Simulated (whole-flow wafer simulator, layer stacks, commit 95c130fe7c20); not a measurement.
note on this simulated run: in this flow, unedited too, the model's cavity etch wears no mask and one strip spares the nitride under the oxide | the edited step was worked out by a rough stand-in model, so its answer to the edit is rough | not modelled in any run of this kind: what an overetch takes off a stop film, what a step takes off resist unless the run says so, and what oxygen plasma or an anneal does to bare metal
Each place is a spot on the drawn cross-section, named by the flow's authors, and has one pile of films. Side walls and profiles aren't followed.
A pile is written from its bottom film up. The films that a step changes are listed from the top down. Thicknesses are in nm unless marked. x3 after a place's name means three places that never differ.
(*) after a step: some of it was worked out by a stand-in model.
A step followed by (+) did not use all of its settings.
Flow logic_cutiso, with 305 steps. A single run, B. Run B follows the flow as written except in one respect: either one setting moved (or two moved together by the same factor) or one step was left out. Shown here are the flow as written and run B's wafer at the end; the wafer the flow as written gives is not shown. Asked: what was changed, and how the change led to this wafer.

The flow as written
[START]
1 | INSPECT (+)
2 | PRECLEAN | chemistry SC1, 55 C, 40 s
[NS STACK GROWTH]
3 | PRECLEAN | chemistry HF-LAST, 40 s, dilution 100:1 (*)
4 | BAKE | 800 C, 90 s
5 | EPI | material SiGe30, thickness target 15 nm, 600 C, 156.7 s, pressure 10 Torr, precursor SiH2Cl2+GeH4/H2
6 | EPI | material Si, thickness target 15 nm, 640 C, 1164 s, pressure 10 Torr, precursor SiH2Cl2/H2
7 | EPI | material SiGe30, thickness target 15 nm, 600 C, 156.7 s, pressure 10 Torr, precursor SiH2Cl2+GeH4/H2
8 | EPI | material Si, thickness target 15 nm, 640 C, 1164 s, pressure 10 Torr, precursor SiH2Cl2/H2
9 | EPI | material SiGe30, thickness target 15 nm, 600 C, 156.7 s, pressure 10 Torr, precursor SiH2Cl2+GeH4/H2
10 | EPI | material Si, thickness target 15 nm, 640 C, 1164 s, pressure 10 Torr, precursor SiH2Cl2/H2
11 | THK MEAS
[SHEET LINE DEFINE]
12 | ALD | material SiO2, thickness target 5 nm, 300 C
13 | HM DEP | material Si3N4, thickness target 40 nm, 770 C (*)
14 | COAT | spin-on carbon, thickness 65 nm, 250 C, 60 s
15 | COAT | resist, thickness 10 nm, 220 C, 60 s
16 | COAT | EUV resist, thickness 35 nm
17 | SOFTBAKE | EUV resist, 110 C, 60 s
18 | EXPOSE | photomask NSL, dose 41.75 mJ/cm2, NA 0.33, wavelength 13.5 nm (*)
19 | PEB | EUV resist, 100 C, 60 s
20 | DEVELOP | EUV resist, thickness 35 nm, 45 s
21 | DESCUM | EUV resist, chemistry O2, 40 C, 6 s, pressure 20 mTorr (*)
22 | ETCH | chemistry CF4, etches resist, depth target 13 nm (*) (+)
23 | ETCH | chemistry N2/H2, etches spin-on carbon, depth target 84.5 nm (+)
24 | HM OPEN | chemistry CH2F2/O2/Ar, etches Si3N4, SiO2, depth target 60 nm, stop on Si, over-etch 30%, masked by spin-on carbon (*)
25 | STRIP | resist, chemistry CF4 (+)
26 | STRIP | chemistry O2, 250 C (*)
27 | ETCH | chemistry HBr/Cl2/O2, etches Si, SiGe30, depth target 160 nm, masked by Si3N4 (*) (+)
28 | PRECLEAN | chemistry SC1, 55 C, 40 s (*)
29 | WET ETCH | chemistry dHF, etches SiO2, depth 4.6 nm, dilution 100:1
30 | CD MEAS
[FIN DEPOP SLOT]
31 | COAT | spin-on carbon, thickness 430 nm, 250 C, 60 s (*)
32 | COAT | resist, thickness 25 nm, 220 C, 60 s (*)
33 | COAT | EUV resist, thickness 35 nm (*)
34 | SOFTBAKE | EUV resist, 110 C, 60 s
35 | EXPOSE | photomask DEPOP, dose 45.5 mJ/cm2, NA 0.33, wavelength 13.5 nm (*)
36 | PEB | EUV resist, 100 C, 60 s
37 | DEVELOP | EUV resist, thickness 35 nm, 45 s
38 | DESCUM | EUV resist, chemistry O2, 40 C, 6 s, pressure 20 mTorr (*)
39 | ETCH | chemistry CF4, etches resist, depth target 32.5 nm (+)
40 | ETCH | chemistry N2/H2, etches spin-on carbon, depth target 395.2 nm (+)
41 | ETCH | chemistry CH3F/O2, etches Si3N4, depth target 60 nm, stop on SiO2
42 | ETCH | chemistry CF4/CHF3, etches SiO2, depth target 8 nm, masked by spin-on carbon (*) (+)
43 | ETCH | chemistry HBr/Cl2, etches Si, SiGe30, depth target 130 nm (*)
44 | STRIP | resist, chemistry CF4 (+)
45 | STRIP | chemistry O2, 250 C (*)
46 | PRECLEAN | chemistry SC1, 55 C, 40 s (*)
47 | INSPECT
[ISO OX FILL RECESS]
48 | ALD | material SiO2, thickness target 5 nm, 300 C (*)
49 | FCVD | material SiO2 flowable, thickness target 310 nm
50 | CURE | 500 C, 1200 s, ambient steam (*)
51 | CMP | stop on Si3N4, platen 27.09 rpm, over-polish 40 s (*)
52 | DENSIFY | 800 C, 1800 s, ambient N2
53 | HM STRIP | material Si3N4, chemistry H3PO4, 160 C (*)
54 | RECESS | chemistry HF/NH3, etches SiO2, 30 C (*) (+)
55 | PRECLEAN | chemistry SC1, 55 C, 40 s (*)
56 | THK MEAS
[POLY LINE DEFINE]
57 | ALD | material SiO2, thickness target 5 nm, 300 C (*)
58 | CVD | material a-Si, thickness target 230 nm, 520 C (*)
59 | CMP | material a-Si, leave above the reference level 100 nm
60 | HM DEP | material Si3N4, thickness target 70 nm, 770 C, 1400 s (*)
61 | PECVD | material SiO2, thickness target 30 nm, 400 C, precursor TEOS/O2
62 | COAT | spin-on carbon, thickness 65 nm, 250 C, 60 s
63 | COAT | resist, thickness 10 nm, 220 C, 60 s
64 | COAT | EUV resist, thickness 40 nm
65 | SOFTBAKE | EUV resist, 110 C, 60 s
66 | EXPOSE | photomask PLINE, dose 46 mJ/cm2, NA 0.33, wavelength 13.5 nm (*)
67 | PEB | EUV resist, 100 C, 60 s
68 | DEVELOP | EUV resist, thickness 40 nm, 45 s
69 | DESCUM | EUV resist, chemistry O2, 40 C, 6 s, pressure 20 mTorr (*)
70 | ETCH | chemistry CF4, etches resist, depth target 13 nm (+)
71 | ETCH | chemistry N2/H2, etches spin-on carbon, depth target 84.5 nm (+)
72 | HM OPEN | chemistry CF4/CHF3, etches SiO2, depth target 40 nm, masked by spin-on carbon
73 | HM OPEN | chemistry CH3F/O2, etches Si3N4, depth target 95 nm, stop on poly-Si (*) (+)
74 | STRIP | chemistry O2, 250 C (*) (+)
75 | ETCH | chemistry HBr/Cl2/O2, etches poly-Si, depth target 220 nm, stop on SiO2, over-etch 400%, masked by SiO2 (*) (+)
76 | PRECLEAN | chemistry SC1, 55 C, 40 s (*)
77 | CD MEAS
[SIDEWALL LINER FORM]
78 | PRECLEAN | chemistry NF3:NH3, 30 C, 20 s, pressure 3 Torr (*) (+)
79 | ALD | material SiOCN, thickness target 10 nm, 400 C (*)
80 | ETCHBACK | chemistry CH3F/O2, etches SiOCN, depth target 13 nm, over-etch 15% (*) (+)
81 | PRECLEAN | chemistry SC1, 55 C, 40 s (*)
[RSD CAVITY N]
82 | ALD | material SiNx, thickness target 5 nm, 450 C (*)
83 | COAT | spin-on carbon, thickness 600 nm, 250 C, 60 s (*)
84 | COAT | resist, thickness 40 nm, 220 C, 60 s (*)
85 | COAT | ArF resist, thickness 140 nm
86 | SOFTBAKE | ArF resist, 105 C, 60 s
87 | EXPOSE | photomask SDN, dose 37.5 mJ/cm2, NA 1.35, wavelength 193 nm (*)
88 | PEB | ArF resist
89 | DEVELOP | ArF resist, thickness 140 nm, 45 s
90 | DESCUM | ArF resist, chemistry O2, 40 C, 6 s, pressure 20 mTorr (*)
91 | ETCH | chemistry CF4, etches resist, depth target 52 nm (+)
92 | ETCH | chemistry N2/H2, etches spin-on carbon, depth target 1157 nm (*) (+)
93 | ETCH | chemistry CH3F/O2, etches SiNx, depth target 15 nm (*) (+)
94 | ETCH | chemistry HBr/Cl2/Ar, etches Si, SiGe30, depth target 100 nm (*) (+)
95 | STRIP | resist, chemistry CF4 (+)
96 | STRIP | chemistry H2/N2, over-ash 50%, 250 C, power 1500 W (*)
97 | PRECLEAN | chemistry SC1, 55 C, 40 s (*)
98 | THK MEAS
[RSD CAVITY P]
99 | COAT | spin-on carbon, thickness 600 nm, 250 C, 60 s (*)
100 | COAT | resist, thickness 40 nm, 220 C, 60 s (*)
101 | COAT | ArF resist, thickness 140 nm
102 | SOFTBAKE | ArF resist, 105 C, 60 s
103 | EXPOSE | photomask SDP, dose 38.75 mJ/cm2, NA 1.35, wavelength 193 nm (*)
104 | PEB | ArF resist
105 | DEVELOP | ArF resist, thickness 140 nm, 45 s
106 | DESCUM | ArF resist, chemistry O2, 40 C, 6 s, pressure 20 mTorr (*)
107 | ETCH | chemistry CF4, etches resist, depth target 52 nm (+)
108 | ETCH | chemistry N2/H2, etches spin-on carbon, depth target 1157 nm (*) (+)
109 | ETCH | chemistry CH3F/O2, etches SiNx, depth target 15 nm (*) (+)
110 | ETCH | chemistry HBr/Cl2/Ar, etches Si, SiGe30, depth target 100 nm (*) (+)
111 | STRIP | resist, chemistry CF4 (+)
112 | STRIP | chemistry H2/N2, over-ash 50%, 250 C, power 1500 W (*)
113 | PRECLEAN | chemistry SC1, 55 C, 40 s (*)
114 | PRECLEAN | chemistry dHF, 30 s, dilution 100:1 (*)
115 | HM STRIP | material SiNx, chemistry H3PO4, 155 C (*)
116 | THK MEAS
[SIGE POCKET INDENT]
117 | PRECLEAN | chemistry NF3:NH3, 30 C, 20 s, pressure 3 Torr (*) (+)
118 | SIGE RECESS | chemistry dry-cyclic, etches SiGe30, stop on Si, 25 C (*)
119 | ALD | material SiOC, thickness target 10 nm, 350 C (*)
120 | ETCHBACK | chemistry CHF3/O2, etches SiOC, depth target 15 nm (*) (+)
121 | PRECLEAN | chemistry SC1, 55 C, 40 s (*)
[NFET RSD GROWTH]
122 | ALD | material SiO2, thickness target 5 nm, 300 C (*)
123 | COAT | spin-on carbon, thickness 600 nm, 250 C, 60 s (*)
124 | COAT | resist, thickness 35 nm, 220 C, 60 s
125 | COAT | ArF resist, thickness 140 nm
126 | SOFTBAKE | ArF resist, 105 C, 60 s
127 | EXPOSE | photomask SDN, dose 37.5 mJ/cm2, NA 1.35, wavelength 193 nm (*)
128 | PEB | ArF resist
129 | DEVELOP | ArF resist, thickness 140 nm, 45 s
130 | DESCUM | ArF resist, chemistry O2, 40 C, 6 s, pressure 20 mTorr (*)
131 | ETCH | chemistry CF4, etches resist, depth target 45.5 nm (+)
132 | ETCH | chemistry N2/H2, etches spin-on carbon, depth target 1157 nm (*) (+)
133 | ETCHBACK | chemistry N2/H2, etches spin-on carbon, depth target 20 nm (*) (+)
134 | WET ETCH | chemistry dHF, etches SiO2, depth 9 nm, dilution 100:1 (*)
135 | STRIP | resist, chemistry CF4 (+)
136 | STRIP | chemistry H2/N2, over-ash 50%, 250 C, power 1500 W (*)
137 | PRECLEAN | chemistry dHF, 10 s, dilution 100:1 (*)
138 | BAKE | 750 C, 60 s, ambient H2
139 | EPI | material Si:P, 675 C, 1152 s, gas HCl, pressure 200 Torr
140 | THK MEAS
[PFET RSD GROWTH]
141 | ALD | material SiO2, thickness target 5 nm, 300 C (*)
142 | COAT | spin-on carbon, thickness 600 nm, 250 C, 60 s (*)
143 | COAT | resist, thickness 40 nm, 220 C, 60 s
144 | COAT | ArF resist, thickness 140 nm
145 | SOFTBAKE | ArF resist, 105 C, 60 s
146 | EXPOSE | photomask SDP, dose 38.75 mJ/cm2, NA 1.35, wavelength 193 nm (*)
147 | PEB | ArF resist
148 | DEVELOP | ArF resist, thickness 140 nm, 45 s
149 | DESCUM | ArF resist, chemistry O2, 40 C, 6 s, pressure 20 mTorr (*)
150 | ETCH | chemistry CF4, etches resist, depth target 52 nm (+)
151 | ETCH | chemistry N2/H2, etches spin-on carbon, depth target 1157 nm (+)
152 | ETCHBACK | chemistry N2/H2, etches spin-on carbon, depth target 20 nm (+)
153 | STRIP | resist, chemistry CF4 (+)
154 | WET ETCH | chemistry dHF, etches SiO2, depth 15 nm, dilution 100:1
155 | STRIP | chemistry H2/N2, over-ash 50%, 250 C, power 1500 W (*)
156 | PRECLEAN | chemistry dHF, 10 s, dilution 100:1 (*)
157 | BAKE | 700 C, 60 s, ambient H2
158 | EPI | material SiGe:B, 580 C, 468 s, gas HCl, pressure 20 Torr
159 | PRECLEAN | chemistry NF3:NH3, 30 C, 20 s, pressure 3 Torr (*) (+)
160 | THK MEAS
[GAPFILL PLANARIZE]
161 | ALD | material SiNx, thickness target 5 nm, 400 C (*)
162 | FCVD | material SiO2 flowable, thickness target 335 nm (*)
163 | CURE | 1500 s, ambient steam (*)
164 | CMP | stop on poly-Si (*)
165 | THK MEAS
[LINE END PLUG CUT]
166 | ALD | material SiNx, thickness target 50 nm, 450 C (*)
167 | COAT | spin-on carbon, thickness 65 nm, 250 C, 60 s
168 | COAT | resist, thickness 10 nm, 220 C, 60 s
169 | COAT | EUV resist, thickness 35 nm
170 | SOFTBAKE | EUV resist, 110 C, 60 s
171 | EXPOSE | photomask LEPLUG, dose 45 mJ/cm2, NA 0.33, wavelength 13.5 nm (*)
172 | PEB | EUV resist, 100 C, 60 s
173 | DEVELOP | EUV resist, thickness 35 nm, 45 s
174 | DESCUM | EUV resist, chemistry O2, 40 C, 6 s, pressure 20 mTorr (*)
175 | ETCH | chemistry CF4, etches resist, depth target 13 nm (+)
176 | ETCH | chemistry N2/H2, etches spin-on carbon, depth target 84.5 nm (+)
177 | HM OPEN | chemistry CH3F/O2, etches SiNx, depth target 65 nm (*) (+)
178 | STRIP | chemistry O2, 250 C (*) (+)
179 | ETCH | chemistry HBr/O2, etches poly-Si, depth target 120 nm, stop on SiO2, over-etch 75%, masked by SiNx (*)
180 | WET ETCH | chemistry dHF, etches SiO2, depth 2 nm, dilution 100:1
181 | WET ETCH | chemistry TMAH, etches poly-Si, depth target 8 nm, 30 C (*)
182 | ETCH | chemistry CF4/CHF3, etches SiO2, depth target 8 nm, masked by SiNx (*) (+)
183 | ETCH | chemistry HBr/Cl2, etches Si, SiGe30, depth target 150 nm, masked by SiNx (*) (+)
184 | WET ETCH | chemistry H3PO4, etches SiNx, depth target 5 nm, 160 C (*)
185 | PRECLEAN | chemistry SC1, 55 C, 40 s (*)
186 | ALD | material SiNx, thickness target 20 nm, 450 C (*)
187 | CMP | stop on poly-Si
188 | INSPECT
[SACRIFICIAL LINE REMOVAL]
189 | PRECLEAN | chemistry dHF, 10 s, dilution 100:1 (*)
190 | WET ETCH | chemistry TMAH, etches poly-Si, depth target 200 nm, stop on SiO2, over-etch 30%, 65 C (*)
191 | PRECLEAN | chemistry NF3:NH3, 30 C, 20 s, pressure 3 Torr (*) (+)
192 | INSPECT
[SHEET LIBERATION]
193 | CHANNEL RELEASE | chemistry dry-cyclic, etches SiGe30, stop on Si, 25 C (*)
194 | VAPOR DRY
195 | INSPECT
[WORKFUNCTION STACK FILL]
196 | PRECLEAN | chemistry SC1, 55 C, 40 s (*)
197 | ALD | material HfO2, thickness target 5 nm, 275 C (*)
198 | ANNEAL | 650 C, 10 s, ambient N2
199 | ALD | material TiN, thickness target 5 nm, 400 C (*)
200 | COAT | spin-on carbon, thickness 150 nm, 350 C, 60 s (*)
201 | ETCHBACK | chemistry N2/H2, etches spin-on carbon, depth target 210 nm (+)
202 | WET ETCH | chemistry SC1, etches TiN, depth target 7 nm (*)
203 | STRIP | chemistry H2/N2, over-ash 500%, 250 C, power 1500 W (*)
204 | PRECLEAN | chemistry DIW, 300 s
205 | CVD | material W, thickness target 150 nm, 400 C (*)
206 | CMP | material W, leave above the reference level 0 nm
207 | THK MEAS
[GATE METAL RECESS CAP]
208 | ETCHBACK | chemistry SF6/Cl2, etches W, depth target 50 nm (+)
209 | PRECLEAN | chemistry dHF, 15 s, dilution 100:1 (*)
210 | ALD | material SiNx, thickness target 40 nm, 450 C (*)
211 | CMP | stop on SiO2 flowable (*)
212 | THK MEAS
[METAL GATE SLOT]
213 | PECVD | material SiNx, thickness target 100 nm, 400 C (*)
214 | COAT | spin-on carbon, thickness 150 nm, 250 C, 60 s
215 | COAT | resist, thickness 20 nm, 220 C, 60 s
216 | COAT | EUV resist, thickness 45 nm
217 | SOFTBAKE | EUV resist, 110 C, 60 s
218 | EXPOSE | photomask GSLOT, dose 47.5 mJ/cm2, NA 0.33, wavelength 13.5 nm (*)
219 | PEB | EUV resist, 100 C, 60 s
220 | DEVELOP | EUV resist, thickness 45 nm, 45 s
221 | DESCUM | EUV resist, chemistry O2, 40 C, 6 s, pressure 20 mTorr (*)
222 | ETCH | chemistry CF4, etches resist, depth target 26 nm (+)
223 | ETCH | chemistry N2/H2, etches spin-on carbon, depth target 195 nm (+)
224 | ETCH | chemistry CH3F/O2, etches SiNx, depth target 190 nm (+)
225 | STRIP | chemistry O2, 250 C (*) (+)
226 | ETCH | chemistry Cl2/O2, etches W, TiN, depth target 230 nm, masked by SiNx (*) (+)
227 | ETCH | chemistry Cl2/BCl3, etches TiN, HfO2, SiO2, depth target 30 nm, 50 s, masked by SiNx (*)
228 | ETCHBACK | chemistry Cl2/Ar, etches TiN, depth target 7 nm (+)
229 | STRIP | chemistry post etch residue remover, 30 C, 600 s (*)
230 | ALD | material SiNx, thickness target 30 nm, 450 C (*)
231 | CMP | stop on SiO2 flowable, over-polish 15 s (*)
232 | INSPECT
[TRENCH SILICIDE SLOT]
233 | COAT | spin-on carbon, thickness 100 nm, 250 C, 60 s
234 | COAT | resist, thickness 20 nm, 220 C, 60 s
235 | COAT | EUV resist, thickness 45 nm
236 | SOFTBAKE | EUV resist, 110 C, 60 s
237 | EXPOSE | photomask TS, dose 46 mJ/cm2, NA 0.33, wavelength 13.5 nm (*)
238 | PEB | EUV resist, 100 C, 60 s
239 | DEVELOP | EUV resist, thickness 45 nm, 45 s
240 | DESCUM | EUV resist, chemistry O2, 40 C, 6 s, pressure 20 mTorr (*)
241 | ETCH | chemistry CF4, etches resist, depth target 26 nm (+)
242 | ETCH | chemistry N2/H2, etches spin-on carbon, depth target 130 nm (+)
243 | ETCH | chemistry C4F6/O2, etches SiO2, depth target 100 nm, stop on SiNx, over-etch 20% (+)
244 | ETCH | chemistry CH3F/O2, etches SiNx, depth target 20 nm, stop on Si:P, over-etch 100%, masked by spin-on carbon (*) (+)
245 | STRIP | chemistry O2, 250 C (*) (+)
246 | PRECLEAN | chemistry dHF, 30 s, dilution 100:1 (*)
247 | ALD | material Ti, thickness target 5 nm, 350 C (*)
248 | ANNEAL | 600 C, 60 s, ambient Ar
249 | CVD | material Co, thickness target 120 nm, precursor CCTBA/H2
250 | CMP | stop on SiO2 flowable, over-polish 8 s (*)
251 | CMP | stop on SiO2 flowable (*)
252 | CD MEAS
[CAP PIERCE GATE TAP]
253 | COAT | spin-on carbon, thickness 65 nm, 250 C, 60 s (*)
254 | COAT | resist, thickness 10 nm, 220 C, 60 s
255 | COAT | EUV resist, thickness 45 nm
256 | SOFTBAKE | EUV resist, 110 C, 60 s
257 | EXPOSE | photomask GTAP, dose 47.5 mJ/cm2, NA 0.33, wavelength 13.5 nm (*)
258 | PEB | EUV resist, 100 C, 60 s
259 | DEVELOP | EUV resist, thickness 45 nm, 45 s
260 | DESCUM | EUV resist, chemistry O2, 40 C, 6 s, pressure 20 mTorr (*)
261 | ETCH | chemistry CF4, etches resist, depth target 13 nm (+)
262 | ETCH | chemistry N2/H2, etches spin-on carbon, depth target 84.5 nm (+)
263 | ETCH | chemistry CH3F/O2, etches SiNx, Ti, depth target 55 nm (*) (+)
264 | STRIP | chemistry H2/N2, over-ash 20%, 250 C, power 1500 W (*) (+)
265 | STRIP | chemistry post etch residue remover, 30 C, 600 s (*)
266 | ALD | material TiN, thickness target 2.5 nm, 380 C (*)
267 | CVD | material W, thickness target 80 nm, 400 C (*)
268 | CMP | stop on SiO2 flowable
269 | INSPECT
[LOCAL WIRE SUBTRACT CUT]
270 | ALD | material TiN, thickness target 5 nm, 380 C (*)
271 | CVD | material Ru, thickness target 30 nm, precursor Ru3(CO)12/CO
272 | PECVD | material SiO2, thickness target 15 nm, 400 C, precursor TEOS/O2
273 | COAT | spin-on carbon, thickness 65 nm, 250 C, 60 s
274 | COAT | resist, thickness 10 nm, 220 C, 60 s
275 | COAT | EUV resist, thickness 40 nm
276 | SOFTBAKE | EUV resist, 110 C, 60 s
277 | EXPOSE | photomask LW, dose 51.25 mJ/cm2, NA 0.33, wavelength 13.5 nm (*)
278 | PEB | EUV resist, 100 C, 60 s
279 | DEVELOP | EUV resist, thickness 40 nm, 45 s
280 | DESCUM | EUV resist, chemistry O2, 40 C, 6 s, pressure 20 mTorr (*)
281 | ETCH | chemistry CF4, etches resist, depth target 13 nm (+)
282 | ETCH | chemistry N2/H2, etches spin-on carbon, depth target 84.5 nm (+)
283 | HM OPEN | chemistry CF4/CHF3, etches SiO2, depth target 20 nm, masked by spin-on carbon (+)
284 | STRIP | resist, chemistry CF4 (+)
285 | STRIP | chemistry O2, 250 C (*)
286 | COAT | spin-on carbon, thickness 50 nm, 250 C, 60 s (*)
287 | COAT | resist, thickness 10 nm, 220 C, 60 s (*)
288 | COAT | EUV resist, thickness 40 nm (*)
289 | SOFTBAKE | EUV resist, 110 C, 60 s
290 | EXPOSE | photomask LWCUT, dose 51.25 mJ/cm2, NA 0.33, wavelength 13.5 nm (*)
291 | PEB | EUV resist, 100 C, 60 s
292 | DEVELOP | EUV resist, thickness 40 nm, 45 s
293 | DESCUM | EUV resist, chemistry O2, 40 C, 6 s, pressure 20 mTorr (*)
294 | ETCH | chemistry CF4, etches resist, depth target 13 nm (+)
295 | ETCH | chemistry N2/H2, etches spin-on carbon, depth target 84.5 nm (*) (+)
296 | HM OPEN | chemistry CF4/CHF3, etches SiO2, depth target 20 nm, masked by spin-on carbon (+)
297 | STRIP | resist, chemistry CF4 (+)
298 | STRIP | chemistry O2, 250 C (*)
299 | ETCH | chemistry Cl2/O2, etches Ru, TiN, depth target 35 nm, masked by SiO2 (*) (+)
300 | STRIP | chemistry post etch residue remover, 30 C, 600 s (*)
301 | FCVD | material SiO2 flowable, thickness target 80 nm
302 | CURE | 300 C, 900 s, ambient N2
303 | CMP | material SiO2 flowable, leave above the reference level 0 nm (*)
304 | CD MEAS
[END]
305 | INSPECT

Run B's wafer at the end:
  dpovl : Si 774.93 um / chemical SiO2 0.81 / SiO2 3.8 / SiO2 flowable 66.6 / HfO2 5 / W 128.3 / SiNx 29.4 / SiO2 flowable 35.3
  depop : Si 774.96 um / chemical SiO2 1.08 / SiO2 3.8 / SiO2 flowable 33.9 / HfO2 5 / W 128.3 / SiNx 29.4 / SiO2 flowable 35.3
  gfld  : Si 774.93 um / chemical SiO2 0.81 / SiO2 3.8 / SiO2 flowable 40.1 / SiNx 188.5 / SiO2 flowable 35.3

What caused this: step 48, ALD: thickness target 3.8 nm was run, while the flow as written has thickness target 5 nm.
The wafer lets one read it off: dpovl has SiO2 3.8, and step 48 as written asks for 5 nm.

The path from the change to this, step by step:
  48 | ALD | material SiO2, thickness target 5 nm, 300 C (*)
      depop, dpovl, gfld and 19 more: SiO2 gains 3.8 (new film) (in the flow as written it would be: SiO2 gains 5 (new film))
  49 | FCVD | material SiO2 flowable, thickness target 310 nm
      ns: SiO2 flowable gains 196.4 (new film) (in the flow as written it would be: SiO2 flowable gains 201.3 (new film))
  51 | CMP | stop on Si3N4, platen 27.09 rpm, over-polish 40 s (*)
      lnrt, rsdn, tap: SiO2 flowable loses 253.6 (all of it), SiO2 loses 3.8 (all of it), Si3N4 loses 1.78 (in the flow as written it would be: SiO2 flowable loses 254.2 (all of it), SiO2 loses 5 (all of it), Si3N4 loses 1.78)
      glp, lnrp: SiO2 flowable loses 253.3 (all of it), SiO2 loses 3.8 (all of it), Si3N4 loses 1.78 (in the flow as written it would be: SiO2 flowable loses 253.9 (all of it), SiO2 loses 5 (all of it), Si3N4 loses 1.78)
      (and at 13 other places as well)
  197 | ALD | material HfO2, thickness target 5 nm, 275 C (*)
      gxf: HfO2 gains 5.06 (new film) (in the flow as written it would be: HfO2 gains 7.7 (new film))
  199 | ALD | material TiN, thickness target 5 nm, 400 C (*)
      gxf: TiN gains 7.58 (new film) (in the flow as written it would be: TiN gains 5 (new film))
